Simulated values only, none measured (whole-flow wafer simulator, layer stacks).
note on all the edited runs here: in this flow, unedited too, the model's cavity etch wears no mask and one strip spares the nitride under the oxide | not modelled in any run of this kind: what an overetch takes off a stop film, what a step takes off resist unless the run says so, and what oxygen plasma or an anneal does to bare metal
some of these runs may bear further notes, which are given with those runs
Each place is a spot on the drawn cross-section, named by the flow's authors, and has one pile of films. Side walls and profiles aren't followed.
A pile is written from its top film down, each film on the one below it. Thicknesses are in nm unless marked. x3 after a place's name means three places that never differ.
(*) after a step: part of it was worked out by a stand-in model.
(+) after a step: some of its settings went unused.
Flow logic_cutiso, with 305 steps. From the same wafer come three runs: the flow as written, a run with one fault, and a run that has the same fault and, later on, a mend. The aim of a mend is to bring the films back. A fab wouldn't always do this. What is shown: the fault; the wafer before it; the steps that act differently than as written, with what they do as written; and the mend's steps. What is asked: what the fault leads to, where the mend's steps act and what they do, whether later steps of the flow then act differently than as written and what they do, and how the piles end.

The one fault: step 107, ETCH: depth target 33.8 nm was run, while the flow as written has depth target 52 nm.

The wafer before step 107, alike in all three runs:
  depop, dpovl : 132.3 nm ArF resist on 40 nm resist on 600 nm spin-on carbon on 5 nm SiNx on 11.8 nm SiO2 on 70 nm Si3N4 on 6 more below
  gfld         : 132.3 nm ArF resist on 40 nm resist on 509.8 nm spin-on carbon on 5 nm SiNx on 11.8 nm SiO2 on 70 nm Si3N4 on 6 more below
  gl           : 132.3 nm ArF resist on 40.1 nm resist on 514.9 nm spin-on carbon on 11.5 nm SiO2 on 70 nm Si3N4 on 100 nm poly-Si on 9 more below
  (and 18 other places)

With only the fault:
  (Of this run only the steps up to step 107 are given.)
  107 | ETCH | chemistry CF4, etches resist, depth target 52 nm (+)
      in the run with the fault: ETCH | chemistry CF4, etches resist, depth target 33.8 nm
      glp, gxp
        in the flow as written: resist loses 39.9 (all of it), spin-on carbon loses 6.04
        in the run with the fault: resist loses 33.8
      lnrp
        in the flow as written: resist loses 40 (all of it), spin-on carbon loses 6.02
        in the run with the fault: resist loses 33.8
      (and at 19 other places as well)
  After step 107, at depop, dpovl, gfld and 19 more, the piles differ from the flow's by more than 2% or 0.5 nm, whichever is larger.
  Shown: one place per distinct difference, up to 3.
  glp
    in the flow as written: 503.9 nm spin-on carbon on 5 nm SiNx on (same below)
    in the run with the fault: 6.11 nm resist on 509.9 nm spin-on carbon on 5 nm SiNx on (same below)
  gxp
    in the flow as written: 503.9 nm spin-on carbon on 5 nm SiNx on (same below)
    in the run with the fault: 6.12 nm resist on 509.9 nm spin-on carbon on 5 nm SiNx on (same below)
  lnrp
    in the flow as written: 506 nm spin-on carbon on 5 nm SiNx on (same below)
    in the run with the fault: 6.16 nm resist on 512.1 nm spin-on carbon on 5 nm SiNx on (same below)

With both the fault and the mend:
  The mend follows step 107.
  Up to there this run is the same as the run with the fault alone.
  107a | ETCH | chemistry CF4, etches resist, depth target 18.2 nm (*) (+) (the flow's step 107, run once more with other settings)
      depop, dpovl, gfld and 14 more
        ArF resist loses 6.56
      glp
        resist loses 6.11 (all of it), spin-on carbon loses 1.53
      gxp
        resist loses 6.12 (all of it), spin-on carbon loses 1.53
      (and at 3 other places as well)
  Later steps of the flow acting differently than as written (not shown: 3 more steps that differ only slightly, by at most 2% or 0.5 nm, whichever is larger):
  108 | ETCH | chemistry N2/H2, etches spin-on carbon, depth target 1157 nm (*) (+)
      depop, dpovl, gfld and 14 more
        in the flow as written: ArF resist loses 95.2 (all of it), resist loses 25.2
        in the run with the mend: ArF resist loses 101.6 (all of it), resist loses 25.3
  The piles end the same as the flow's at every place that both follow.
